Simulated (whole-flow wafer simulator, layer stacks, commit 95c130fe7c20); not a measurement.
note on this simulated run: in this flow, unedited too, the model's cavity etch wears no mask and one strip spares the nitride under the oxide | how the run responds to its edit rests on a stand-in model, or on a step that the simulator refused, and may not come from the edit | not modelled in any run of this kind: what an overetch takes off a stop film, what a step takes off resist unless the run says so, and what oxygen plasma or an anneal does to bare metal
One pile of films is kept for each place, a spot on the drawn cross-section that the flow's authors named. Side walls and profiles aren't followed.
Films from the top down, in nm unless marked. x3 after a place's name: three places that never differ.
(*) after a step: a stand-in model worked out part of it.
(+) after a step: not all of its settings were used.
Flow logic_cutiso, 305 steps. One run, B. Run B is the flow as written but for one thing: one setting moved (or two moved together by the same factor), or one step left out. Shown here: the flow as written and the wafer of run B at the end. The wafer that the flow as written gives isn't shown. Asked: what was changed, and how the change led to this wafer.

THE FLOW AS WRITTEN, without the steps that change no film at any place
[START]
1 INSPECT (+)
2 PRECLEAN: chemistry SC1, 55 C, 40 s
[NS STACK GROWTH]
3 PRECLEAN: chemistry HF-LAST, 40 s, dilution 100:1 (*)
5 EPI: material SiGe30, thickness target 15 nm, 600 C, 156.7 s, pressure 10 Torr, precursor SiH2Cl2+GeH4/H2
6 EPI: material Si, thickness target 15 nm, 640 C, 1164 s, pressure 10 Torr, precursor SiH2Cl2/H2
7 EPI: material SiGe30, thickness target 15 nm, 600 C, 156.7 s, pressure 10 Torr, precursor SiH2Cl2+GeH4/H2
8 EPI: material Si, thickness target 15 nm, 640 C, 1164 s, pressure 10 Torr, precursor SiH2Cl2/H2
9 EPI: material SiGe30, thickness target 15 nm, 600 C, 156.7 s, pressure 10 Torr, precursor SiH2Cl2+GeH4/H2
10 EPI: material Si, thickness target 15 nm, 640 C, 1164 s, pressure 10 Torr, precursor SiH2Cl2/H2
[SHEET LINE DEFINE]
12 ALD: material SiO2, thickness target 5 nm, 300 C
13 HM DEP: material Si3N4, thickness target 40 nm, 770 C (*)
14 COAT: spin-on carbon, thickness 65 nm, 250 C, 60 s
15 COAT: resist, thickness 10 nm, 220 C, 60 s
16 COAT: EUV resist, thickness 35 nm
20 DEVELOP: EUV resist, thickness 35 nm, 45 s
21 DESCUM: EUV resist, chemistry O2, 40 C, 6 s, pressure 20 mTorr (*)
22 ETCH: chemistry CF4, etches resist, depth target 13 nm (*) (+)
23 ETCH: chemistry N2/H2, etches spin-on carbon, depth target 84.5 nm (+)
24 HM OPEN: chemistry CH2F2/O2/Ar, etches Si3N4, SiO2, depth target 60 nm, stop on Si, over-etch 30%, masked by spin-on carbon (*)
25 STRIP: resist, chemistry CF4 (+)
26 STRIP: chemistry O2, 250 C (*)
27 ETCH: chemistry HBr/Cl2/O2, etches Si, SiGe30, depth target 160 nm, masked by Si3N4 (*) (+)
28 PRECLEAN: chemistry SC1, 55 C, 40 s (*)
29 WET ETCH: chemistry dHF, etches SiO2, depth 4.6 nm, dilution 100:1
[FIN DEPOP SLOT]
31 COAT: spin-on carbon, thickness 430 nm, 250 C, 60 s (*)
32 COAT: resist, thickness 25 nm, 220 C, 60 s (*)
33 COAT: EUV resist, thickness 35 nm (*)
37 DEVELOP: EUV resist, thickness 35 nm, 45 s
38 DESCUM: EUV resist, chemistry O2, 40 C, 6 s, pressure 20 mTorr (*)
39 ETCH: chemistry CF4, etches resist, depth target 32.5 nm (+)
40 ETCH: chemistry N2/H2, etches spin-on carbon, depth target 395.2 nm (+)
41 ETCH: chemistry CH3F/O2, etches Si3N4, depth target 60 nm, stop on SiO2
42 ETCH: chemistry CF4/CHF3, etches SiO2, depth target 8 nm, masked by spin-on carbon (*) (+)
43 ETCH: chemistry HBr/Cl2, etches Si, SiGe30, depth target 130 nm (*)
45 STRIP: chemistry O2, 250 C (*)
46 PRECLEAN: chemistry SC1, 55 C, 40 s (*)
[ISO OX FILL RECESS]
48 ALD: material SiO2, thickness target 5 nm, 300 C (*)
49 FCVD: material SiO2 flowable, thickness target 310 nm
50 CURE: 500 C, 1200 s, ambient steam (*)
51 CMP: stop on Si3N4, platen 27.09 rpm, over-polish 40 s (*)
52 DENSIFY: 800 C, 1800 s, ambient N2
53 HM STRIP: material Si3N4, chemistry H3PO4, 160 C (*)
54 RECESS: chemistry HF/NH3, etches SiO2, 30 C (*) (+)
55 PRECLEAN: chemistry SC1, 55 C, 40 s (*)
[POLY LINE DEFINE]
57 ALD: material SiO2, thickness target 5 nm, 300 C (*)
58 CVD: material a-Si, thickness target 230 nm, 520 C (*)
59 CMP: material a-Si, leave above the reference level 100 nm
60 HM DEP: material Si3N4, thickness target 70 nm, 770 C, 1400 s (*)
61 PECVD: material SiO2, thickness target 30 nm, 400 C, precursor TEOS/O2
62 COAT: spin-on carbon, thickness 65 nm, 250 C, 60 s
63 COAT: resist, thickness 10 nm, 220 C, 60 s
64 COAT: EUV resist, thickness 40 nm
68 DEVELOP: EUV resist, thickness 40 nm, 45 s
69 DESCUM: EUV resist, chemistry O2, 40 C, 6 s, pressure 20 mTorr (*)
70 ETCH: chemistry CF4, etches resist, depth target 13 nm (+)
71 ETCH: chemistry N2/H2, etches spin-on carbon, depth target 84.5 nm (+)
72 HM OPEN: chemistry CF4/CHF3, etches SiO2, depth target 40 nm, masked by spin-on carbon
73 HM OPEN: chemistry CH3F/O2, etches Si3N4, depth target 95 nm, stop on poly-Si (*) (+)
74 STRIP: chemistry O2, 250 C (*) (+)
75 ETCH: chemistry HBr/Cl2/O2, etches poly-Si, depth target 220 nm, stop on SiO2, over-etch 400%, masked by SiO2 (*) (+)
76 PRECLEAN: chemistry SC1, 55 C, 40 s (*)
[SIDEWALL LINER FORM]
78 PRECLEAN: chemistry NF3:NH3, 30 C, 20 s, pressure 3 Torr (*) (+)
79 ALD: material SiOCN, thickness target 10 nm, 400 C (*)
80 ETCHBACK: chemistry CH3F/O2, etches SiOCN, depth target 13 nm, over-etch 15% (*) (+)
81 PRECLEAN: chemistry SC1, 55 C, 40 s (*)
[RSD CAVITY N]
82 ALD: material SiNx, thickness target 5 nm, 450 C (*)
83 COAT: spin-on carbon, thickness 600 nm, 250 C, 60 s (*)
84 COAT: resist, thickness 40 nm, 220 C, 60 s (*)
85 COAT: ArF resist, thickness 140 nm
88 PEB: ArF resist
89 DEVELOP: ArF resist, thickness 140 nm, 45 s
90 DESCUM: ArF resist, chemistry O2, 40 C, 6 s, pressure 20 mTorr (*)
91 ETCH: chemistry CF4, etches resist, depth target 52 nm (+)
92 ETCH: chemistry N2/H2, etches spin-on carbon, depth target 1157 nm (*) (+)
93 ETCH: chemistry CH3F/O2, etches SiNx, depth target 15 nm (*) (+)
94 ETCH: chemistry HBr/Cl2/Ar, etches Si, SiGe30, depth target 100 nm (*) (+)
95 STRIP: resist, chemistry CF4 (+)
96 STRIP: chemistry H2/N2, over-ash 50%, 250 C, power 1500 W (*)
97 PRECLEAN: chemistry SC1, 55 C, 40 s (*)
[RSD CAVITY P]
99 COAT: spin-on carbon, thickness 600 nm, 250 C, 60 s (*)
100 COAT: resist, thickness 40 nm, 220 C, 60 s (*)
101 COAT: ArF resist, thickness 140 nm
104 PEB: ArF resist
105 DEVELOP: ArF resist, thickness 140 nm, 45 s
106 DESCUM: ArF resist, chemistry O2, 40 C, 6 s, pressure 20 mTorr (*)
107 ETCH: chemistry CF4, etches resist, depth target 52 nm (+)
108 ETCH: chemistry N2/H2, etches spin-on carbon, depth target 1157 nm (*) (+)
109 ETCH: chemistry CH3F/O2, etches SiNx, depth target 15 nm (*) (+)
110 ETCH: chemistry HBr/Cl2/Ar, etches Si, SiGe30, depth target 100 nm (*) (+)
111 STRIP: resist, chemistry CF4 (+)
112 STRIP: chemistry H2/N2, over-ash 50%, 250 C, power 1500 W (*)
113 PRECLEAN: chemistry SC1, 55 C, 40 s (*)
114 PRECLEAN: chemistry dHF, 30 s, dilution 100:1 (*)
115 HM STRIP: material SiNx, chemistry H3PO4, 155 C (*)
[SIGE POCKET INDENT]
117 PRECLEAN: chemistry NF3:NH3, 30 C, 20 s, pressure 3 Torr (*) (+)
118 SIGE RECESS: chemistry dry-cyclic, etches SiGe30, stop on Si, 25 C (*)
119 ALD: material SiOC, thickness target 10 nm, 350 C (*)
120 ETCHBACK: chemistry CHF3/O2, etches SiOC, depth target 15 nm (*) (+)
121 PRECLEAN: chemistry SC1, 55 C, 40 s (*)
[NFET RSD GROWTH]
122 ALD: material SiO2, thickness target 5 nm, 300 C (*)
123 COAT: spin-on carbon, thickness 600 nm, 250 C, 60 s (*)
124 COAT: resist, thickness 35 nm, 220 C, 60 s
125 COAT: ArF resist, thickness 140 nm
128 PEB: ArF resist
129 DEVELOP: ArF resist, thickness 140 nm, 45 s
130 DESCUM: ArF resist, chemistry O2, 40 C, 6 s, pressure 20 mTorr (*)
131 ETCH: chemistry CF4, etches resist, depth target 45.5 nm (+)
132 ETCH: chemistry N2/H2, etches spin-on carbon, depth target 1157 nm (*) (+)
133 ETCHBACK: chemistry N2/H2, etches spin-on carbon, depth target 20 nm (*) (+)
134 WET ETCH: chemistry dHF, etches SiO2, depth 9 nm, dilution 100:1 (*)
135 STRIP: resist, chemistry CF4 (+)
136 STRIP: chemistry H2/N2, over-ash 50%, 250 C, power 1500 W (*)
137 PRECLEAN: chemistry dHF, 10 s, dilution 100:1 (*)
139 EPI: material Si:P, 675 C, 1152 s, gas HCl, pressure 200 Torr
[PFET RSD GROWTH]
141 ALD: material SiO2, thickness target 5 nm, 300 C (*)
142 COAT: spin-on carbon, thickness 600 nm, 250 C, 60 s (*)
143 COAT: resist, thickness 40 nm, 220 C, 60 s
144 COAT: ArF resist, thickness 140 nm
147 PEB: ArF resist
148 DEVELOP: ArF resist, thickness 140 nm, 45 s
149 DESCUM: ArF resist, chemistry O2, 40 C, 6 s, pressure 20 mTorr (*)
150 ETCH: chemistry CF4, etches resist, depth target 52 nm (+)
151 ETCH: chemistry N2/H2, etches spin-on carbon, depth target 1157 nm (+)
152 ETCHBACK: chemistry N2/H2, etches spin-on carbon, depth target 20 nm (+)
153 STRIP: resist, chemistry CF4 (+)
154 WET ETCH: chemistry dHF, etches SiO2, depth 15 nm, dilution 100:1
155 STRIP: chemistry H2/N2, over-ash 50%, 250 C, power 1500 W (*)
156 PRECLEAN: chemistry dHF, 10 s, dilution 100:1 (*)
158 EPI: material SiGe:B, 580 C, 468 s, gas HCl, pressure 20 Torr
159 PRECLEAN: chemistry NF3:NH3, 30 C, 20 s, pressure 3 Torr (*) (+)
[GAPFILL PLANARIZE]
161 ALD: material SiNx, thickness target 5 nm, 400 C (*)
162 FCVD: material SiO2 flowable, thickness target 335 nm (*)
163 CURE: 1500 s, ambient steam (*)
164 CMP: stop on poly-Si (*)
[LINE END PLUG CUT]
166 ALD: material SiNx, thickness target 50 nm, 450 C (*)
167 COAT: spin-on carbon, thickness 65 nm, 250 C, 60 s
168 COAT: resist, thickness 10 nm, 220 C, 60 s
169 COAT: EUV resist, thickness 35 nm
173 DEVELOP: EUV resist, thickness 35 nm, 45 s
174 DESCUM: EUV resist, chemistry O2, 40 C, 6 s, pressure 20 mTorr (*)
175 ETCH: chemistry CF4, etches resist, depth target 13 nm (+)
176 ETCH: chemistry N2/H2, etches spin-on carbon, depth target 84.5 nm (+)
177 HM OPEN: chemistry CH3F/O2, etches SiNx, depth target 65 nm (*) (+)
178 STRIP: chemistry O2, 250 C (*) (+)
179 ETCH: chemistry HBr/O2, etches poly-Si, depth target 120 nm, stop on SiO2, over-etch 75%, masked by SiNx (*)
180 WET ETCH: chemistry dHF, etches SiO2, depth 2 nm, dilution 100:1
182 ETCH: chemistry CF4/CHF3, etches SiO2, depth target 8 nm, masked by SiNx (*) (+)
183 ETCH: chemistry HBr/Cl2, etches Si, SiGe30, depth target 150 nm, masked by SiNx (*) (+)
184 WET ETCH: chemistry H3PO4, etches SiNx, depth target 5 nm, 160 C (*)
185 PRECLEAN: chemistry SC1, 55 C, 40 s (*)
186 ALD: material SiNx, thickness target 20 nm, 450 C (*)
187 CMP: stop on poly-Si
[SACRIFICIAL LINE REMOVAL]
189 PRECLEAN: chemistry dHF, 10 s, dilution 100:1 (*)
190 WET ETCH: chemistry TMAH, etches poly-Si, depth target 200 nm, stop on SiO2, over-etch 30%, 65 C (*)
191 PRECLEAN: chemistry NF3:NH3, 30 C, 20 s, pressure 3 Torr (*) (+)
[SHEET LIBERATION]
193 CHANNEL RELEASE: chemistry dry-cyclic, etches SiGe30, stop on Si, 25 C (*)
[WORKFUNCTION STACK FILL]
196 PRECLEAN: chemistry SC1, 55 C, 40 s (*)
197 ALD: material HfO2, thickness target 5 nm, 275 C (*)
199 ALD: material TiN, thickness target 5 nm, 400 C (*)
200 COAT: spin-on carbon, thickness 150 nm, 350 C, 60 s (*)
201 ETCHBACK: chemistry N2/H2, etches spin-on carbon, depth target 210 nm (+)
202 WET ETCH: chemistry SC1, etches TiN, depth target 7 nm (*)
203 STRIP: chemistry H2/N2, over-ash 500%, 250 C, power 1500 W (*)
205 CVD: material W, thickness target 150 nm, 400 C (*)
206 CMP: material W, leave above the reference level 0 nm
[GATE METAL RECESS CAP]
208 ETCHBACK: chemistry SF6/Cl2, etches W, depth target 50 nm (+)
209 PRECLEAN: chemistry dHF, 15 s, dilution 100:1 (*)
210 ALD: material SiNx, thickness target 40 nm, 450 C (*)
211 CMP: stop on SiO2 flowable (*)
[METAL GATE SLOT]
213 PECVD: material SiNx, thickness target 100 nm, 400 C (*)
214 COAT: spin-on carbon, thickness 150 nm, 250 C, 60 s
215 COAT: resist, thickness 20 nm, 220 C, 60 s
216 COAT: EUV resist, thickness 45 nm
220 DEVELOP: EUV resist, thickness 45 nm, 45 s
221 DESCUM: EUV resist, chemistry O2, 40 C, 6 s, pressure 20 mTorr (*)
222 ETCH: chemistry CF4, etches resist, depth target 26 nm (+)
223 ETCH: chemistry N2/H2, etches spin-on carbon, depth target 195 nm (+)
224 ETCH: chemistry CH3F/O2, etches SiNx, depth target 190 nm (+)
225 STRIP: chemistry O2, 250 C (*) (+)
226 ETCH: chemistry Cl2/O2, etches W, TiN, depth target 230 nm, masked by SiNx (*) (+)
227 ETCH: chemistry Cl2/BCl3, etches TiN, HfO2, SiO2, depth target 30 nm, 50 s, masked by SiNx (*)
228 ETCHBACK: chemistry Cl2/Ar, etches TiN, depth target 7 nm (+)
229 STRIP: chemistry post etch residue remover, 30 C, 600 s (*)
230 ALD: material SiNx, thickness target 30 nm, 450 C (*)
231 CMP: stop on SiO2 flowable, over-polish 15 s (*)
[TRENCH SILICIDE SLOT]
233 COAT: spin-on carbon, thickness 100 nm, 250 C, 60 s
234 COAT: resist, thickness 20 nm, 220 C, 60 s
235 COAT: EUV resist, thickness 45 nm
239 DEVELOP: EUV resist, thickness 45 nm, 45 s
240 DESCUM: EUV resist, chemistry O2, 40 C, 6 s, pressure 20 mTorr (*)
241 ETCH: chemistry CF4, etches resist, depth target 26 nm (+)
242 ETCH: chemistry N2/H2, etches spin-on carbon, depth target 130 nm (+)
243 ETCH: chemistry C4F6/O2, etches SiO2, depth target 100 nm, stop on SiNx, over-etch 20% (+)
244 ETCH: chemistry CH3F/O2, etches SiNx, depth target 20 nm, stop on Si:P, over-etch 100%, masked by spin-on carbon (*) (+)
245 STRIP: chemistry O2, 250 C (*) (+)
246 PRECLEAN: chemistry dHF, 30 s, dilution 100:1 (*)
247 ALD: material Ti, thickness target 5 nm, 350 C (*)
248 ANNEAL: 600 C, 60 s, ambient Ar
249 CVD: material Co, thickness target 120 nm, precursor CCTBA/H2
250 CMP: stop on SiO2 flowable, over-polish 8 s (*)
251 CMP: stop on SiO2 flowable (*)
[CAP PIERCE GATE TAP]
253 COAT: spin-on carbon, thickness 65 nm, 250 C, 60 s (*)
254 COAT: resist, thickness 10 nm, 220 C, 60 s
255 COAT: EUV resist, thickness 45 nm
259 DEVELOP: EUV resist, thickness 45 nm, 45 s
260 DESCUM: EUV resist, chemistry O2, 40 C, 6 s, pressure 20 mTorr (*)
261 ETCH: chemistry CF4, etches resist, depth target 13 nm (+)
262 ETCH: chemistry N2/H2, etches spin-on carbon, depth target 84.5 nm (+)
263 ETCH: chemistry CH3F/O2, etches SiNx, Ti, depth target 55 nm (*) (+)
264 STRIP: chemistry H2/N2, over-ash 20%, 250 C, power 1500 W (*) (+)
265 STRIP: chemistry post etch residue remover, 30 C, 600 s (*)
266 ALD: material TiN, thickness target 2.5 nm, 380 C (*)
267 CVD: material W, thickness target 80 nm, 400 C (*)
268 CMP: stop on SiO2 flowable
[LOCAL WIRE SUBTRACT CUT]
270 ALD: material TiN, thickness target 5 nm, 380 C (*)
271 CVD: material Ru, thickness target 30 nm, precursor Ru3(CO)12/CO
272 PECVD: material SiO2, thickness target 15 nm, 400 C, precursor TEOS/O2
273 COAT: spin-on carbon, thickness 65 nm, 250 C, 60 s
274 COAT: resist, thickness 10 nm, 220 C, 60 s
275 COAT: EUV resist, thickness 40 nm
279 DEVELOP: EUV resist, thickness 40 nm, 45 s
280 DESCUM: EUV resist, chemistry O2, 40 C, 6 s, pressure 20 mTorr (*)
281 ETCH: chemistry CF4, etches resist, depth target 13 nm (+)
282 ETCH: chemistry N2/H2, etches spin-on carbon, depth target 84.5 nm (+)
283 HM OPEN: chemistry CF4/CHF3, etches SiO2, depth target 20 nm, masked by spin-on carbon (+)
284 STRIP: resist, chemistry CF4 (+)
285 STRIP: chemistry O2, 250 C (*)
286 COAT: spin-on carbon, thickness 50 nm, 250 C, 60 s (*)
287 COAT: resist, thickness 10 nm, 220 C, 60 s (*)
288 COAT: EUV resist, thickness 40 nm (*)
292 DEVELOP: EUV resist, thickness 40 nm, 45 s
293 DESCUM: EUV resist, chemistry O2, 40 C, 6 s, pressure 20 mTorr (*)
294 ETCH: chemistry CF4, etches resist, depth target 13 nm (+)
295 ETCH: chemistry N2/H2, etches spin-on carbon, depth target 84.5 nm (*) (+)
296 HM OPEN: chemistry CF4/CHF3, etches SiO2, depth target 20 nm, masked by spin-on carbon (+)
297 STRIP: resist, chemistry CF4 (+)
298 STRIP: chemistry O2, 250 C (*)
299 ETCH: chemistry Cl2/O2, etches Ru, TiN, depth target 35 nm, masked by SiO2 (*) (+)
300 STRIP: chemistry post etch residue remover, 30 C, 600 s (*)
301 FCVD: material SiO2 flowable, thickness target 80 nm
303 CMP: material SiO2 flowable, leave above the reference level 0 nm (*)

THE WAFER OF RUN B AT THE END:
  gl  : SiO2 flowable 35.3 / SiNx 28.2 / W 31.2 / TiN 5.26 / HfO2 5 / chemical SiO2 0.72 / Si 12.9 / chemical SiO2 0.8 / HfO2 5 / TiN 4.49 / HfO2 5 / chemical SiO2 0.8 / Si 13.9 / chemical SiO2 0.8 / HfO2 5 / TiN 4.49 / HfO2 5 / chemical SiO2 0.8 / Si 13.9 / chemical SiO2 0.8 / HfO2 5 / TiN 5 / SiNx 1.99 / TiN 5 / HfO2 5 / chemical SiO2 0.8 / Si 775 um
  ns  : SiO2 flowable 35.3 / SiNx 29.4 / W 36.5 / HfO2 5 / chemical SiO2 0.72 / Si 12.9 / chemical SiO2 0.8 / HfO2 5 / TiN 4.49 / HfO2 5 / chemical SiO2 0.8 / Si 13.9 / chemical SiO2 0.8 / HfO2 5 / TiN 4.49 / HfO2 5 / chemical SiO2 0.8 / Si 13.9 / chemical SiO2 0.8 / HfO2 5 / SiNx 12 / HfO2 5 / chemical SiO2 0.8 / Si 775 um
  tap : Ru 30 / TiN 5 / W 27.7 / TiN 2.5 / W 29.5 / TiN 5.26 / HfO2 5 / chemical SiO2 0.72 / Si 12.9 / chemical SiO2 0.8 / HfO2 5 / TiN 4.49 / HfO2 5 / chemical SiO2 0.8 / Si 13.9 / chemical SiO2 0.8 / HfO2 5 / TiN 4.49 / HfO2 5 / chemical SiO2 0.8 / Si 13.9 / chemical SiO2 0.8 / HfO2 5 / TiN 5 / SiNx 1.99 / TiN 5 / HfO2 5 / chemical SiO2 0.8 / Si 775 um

The cause: step 5, EPI: thickness target 22.5 nm was run, where the flow has thickness target 15 nm; step 5, EPI: 235 s was run, where the flow has 156.7 s.

How the change led to this, step by step:
  5 EPI: material SiGe30, thickness target 15 nm, 600 C, 156.7 s, pressure 10 Torr, precursor SiH2Cl2+GeH4/H2
      depop, dpovl, gfld and 19 more: SiGe30 +22.5 (new film) (as written it would be: SiGe30 +15 (new film))
  27 ETCH: chemistry HBr/Cl2/O2, etches Si, SiGe30, depth target 160 nm, masked by Si3N4 (*) (+)
      gfld, gxf, iso, lnri: chemical SiO2 -0.79 (all of it), Si -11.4 (all of it), SiGe30 -15 (all of it), Si -15 (all of it), SiGe30 -15 (all of it), Si -15 (all of it), SiGe30 -22.5 (all of it), Si -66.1 (as written it would be: chemical SiO2 -0.79 (all of it), Si -11.4 (all of it), SiGe30 -15 (all of it), Si -15 (all of it), SiGe30 -15 (all of it), Si -15 (all of it), SiGe30 -15 (all of it), Si -73.6)
      dpovl, nsgap: chemical SiO2 -0.79 (all of it), Si -11.8 (all of it), SiGe30 -15 (all of it), Si -15 (all of it), SiGe30 -15 (all of it), Si -15 (all of it), SiGe30 -22.5 (all of it), Si -65.7 (as written it would be: chemical SiO2 -0.79 (all of it), Si -11.8 (all of it), SiGe30 -15 (all of it), Si -15 (all of it), SiGe30 -15 (all of it), Si -15 (all of it), SiGe30 -15 (all of it), Si -73.2)
      (and at 1 more place)
  43 ETCH: chemistry HBr/Cl2, etches Si, SiGe30, depth target 130 nm (*)
      depop: Si -14 (all of it), SiGe30 -15 (all of it), Si -15 (all of it), SiGe30 -15 (all of it), Si -15 (all of it), SiGe30 -22.5 (all of it), Si -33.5 (as written it would be: Si -14 (all of it), SiGe30 -15 (all of it), Si -15 (all of it), SiGe30 -15 (all of it), Si -15 (all of it), SiGe30 -15 (all of it), Si -41)
  94 ETCH: chemistry HBr/Cl2/Ar, etches Si, SiGe30, depth target 100 nm (*) (+)
      rsdn, rsdx: chemical SiO2 -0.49 (all of it), Si -12.8 (all of it), SiGe30 -15 (all of it), Si -15 (all of it), SiGe30 -15 (all of it), Si -15 (all of it), SiGe30 -22.5 (all of it), Si -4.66 (as written it would be: chemical SiO2 -0.49 (all of it), Si -12.8 (all of it), SiGe30 -15 (all of it), Si -15 (all of it), SiGe30 -15 (all of it), Si -15 (all of it), SiGe30 -15 (all of it), Si -12.2)
  110 ETCH: chemistry HBr/Cl2/Ar, etches Si, SiGe30, depth target 100 nm (*) (+)
      rsdp, rsdw: chemical SiO2 -0.49 (all of it), Si -12.8 (all of it), SiGe30 -15 (all of it), Si -15 (all of it), SiGe30 -15 (all of it), Si -15 (all of it), SiGe30 -22.5 (all of it), Si -4.66 (as written it would be: chemical SiO2 -0.49 (all of it), Si -12.8 (all of it), SiGe30 -15 (all of it), Si -15 (all of it), SiGe30 -15 (all of it), Si -15 (all of it), SiGe30 -15 (all of it), Si -12.2)
  118 SIGE RECESS: chemistry dry-cyclic, etches SiGe30, stop on Si, 25 C (*)
      lnr, lnrp, lnrt: SiOCN -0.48, Si -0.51, cavity +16 (new film), SiGe30 -15 (all of it), Si -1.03, cavity +16 (new film), SiGe30 -15 (all of it), Si -1.03, cavity +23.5 (new film), SiGe30 -22.5 (all of it), Si -0.51 (as written it would be: SiOCN -0.48, Si -0.51, cavity +16 (new film), SiGe30 -15 (all of it), Si -1.03, cavity +16 (new film), SiGe30 -15 (all of it), Si -1.03, cavity +16 (new film), SiGe30 -15 (all of it), Si -0.51)
  119 ALD: material SiOC, thickness target 10 nm, 350 C (*)
      lnr, lnrp, lnrt: SiOC +10 (new film), SiOC +16 (new film), cavity -16 (all of it), SiOC +16 (new film), cavity -16 (all of it), SiOC +23.5 (new film), cavity -23.5 (all of it) (as written it would be: SiOC +10 (new film), SiOC +16 (new film), cavity -16 (all of it), SiOC +16 (new film), cavity -16 (all of it), SiOC +16 (new film), cavity -16 (all of it))
  183 ETCH: chemistry HBr/Cl2, etches Si, SiGe30, depth target 150 nm, masked by SiNx (*) (+)
      plug: Si -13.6 (all of it), SiGe30 -15 (all of it), Si -15 (all of it), SiGe30 -15 (all of it), Si -15 (all of it), SiGe30 -22.5 (all of it), Si -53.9 (as written it would be: Si -13.6 (all of it), SiGe30 -15 (all of it), Si -15 (all of it), SiGe30 -15 (all of it), Si -15 (all of it), SiGe30 -15 (all of it), Si -61.4)
  193 CHANNEL RELEASE: chemistry dry-cyclic, etches SiGe30, stop on Si, 25 C (*)
      gl, glp, gxn, gxp, ns, tap: chemical SiO2 +0.8 (new film), Si -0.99, chemical SiO2 +0.8 (new film), cavity +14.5 (new film), chemical SiO2 +0.8 (new film), SiGe30 -15 (all of it), Si -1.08, chemical SiO2 +0.8 (new film), cavity +14.5 (new film), chemical SiO2 +0.8 (new film), SiGe30 -15 (all of it), Si -1.08, chemical SiO2 +0.8 (new film), cavity +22 (new film), chemical SiO2 +0.8 (new film), SiGe30 -22.5 (all of it), Si -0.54 (as written it would be: chemical SiO2 +0.8 (new film), Si -0.99, chemical SiO2 +0.8 (new film), cavity +14.5 (new film), chemical SiO2 +0.8 (new film), SiGe30 -15 (all of it), Si -1.08, chemical SiO2 +0.8 (new film), cavity +14.5 (new film), chemical SiO2 +0.8 (new film), SiGe30 -15 (all of it), Si -1.08, chemical SiO2 +0.8 (new film), cavity +14.5 (new film), chemical SiO2 +0.8 (new film), SiGe30 -15 (all of it), Si -0.54)
  199 ALD: material TiN, thickness target 5 nm, 400 C (*)
      gl, glp, tap: TiN +5.26 (new film), TiN +4.49 (new film), cavity -4.49 (all of it), TiN +4.49 (new film), cavity -4.49 (all of it), TiN +5 (new film), cavity -10, TiN +5 (new film) (as written it would be: TiN +5.26 (new film), TiN +4.49 (new film), cavity -4.49 (all of it), TiN +4.49 (new film), cavity -4.49 (all of it), TiN +4.49 (new film), cavity -4.49 (all of it))
      gxn, gxp, ns: TiN +5 (new film), TiN +4.49 (new film), cavity -4.49 (all of it), TiN +4.49 (new film), cavity -4.49 (all of it), TiN +5 (new film), cavity -10, TiN +5 (new film) (as written it would be: TiN +5 (new film), TiN +4.49 (new film), cavity -4.49 (all of it), TiN +4.49 (new film), cavity -4.49 (all of it), TiN +4.49 (new film), cavity -4.49 (all of it))
  202 WET ETCH: chemistry SC1, etches TiN, depth target 7 nm (*)
      ns: TiN -5 (all of it), TiN -5 (all of it), cavity +10, TiN -5 (all of it) (as written it would be: TiN -5 (all of it))
  210 ALD: material SiNx, thickness target 40 nm, 450 C (*)
      gl, glp, gxn, gxp, tap: SiNx +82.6 (new film), SiNx +1.99 (new film), cavity -1.99 (all of it) (as written it would be: SiNx +82.6 (new film))
      ns: SiNx +40 (new film), SiNx +12 (new film), cavity -12 (all of it) (as written it would be: SiNx +40 (new film))
Counting metal films that touch as one body, gl has 5 bodies (between them, from the top down: HfO2 5 / chemical SiO2 0.72 / Si 12.9 / chemical SiO2 0.8 / HfO2 5; HfO2 5 / chemical SiO2 0.8 / Si 13.9 / chemical SiO2 0.8 / HfO2 5; HfO2 5 / chemical SiO2 0.8 / Si 13.9 / chemical SiO2 0.8 / HfO2 5; SiNx 1.99); the flow as written gives 4 bodies (between them, from the top down: HfO2 5 / chemical SiO2 0.72 / Si 12.9 / chemical SiO2 0.8 / HfO2 5; HfO2 5 / chemical SiO2 0.8 / Si 13.9 / chemical SiO2 0.8 / HfO2 5; HfO2 5 / chemical SiO2 0.8 / Si 13.9 / chemical SiO2 0.8 / HfO2 5).
Counting metal films that touch as one body, ns has 3 bodies (between them, from the top down: HfO2 5 / chemical SiO2 0.72 / Si 12.9 / chemical SiO2 0.8 / HfO2 5; HfO2 5 / chemical SiO2 0.8 / Si 13.9 / chemical SiO2 0.8 / HfO2 5); the flow as written gives 4 bodies (between them, from the top down: HfO2 5 / chemical SiO2 0.72 / Si 12.9 / chemical SiO2 0.8 / HfO2 5; HfO2 5 / chemical SiO2 0.8 / Si 13.9 / chemical SiO2 0.8 / HfO2 5; HfO2 5 / chemical SiO2 0.8 / Si 13.9 / chemical SiO2 0.8 / HfO2 5).
Counting metal films that touch as one body, tap has 5 bodies (between them, from the top down: HfO2 5 / chemical SiO2 0.72 / Si 12.9 / chemical SiO2 0.8 / HfO2 5; HfO2 5 / chemical SiO2 0.8 / Si 13.9 / chemical SiO2 0.8 / HfO2 5; HfO2 5 / chemical SiO2 0.8 / Si 13.9 / chemical SiO2 0.8 / HfO2 5; SiNx 1.99); the flow as written gives 4 bodies (between them, from the top down: HfO2 5 / chemical SiO2 0.72 / Si 12.9 / chemical SiO2 0.8 / HfO2 5; HfO2 5 / chemical SiO2 0.8 / Si 13.9 / chemical SiO2 0.8 / HfO2 5; HfO2 5 / chemical SiO2 0.8 / Si 13.9 / chemical SiO2 0.8 / HfO2 5).
